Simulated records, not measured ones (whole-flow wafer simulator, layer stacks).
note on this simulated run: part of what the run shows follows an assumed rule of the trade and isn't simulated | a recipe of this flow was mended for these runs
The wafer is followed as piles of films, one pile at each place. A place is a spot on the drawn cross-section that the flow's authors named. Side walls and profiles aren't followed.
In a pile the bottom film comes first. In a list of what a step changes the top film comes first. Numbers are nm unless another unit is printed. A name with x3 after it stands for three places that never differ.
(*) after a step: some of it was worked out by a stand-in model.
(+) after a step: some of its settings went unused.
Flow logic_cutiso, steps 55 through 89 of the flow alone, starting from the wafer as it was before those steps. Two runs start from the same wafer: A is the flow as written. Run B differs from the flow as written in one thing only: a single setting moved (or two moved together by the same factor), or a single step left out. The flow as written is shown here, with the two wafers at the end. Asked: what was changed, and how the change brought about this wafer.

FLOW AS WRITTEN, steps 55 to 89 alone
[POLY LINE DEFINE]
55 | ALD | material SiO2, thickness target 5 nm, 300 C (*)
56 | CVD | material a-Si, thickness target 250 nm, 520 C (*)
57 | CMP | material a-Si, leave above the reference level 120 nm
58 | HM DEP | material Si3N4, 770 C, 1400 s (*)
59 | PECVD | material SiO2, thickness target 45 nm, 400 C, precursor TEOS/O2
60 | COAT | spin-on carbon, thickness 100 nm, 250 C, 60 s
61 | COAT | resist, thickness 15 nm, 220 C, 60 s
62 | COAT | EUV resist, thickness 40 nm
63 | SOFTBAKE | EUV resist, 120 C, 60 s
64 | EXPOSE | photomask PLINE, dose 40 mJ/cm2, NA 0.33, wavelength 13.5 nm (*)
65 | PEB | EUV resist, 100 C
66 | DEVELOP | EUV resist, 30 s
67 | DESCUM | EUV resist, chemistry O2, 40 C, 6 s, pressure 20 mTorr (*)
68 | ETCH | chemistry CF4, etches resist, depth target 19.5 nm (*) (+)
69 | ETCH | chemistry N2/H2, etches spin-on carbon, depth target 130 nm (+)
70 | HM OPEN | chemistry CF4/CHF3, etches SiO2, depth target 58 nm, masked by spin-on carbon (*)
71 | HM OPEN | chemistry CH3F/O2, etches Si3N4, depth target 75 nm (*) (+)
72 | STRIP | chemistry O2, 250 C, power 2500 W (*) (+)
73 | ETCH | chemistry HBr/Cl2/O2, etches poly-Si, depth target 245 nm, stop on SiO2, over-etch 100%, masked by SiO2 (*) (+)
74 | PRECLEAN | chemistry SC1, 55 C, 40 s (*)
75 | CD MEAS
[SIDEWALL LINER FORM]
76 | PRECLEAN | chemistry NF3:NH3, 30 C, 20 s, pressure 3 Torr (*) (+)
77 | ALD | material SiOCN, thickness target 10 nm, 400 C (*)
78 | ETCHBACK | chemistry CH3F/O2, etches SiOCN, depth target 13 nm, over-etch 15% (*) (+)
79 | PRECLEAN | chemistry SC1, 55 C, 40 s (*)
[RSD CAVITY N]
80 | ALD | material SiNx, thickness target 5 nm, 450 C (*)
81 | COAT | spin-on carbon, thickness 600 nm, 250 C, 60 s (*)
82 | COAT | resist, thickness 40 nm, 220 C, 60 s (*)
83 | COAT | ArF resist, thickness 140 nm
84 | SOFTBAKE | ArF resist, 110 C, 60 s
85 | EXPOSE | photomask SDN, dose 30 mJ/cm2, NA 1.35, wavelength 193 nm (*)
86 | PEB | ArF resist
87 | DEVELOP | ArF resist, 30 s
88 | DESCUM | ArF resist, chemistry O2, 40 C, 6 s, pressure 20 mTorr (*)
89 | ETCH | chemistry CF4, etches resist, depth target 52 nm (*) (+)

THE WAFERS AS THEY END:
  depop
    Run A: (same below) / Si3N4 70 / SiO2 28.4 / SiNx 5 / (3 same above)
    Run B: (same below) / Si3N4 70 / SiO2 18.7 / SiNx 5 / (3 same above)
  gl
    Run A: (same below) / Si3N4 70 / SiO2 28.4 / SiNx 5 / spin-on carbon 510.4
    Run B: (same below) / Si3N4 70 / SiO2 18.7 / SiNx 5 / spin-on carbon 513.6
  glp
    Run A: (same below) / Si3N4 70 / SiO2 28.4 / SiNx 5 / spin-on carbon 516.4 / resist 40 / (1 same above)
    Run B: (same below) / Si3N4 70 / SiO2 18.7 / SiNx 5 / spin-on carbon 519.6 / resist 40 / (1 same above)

Cause: step 59, PECVD: thickness target 35.3 nm was run, while the flow as written has thickness target 45 nm.

The path from the change to this, step by step:
  59 | PECVD | material SiO2, thickness target 45 nm, 400 C, precursor TEOS/O2
      depop, dpovl x3, gfld and 17 more: A +45 SiO2 (new film) | B +35.3 SiO2 (new film)
  70 | HM OPEN | chemistry CF4/CHF3, etches SiO2, depth target 58 nm, masked by spin-on carbon (*)
      iso, lnr, lnri and 6 more: A -43.2 SiO2 (all of it), -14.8 Si3N4 | B -33.5 SiO2 (all of it), -24.5 Si3N4
  71 | HM OPEN | chemistry CH3F/O2, etches Si3N4, depth target 75 nm (*) (+)
      iso, lnr, lnri and 6 more: A -55.2 Si3N4 (all of it), -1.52 poly-Si | B -45.5 Si3N4 (all of it), -2.27 poly-Si
